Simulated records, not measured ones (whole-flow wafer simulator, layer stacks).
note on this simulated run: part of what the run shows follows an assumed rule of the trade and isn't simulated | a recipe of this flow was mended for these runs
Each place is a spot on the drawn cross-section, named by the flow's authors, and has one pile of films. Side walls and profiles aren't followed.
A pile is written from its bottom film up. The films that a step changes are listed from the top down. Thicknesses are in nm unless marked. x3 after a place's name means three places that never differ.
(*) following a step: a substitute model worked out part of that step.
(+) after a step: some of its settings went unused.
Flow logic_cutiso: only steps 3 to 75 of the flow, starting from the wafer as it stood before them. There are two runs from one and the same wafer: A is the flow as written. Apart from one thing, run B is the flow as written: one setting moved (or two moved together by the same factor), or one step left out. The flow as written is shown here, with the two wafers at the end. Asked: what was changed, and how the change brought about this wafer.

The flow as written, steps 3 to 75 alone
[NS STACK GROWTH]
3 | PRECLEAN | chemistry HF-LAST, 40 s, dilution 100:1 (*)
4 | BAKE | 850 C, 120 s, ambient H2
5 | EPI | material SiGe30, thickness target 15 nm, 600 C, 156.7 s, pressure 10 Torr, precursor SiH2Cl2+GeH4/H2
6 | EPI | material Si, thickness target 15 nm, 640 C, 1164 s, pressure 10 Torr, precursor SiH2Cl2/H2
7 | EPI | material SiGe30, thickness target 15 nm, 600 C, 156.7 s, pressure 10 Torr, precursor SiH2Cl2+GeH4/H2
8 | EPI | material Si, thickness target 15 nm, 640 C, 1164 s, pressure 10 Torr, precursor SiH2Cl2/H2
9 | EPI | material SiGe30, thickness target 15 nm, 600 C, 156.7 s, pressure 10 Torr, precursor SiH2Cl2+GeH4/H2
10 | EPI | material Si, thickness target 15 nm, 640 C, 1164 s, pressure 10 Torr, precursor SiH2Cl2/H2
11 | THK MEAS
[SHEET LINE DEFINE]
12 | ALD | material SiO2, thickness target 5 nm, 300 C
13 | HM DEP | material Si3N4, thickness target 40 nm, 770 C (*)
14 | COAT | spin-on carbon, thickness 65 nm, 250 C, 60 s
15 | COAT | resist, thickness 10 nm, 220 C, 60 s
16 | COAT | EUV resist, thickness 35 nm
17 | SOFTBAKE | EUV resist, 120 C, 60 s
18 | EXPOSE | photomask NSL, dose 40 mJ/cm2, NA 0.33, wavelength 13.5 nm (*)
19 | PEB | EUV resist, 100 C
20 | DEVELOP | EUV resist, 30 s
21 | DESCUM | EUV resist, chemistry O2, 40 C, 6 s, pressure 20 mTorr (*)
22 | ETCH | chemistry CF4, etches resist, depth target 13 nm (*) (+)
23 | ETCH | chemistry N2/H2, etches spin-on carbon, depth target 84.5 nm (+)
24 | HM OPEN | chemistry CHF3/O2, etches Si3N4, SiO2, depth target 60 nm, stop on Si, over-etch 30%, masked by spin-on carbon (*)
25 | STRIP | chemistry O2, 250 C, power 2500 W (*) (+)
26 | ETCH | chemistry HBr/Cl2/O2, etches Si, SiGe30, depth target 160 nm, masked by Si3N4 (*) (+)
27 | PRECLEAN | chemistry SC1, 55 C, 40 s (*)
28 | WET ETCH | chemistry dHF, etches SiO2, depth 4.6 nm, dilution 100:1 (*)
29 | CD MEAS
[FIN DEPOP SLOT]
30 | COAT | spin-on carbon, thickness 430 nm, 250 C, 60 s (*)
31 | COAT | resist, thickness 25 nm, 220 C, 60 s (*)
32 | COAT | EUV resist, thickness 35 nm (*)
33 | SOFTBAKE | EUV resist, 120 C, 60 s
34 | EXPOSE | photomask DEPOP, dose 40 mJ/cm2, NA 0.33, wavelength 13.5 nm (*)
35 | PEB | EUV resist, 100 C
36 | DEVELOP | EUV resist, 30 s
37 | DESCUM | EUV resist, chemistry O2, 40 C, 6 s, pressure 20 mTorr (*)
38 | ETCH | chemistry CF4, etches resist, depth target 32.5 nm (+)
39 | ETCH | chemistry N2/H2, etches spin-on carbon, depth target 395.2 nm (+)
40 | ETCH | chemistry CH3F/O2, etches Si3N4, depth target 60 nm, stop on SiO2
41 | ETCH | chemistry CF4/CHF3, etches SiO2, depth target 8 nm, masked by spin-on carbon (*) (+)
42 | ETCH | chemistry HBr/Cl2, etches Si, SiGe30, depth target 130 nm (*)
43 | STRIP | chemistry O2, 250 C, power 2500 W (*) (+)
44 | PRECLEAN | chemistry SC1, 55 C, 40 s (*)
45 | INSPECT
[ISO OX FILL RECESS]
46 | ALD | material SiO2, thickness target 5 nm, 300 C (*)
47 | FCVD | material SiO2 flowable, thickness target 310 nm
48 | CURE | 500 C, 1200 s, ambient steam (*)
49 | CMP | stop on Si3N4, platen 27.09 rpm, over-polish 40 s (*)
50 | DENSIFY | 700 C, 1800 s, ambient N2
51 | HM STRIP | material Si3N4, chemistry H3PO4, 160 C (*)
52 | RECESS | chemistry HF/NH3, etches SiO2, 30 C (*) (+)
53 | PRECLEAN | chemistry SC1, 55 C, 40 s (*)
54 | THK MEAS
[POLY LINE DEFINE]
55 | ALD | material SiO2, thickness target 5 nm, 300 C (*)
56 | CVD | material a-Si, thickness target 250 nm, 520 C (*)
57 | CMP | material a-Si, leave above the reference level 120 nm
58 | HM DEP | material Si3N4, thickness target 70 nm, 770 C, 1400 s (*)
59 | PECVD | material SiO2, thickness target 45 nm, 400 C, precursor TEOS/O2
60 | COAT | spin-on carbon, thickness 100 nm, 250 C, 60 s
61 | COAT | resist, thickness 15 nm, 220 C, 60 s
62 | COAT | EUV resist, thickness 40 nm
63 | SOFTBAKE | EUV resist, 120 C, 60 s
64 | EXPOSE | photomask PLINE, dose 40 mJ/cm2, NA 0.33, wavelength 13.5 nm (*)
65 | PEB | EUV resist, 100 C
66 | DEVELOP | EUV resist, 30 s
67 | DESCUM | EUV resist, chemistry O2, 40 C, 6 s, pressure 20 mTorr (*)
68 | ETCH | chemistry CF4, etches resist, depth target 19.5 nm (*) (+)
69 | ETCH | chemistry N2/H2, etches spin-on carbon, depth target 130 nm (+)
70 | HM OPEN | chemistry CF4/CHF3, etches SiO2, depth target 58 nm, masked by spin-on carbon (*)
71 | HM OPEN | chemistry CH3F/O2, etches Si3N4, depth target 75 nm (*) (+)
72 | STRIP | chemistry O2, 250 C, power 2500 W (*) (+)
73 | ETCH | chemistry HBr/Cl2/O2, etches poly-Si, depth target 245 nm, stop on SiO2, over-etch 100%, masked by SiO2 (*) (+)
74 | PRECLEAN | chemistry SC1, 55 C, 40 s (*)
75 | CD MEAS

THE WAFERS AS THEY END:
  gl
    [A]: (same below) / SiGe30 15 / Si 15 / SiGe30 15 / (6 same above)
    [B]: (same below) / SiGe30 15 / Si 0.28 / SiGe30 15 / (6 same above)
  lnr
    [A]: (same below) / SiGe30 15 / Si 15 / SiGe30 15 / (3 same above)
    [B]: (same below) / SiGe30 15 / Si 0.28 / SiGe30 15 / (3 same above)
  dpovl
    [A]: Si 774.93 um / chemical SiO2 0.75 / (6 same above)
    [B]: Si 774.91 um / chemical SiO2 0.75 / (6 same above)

What caused this: step 8, EPI: 568 C was run, though the flow has 640 C.

How this came from the change, step by step:
  8 | EPI | material Si, thickness target 15 nm, 640 C, 1164 s, pressure 10 Torr, precursor SiH2Cl2/H2
      depop, dpovl, gfld and 19 more: A Si gains 15 (new film) | B Si gains 0.28 (new film)
  26 | ETCH | chemistry HBr/Cl2/O2, etches Si, SiGe30, depth target 160 nm, masked by Si3N4 (*) (+)
      dpovl, gfld, gxf, iso, isow, lnri, nsgap: A chemical SiO2 loses 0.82 (all of it), Si loses 12 (all of it), SiGe30 loses 15 (all of it), Si loses 15 (all of it), SiGe30 loses 15 (all of it), Si loses 15 (all of it), SiGe30 loses 15 (all of it), Si loses 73 | B chemical SiO2 loses 0.82 (all of it), Si loses 12 (all of it), SiGe30 loses 15 (all of it), Si loses 0.28 (all of it), SiGe30 loses 15 (all of it), Si loses 15 (all of it), SiGe30 loses 15 (all of it), Si loses 87.7
  42 | ETCH | chemistry HBr/Cl2, etches Si, SiGe30, depth target 130 nm (*)
      depop: A Si loses 13.8 (all of it), SiGe30 loses 15 (all of it), Si loses 15 (all of it), SiGe30 loses 15 (all of it), Si loses 15 (all of it), SiGe30 loses 15 (all of it), Si loses 41.2 | B Si loses 13.8 (all of it), SiGe30 loses 15 (all of it), Si loses 0.28 (all of it), SiGe30 loses 15 (all of it), Si loses 15 (all of it), SiGe30 loses 15 (all of it), Si loses 55.9
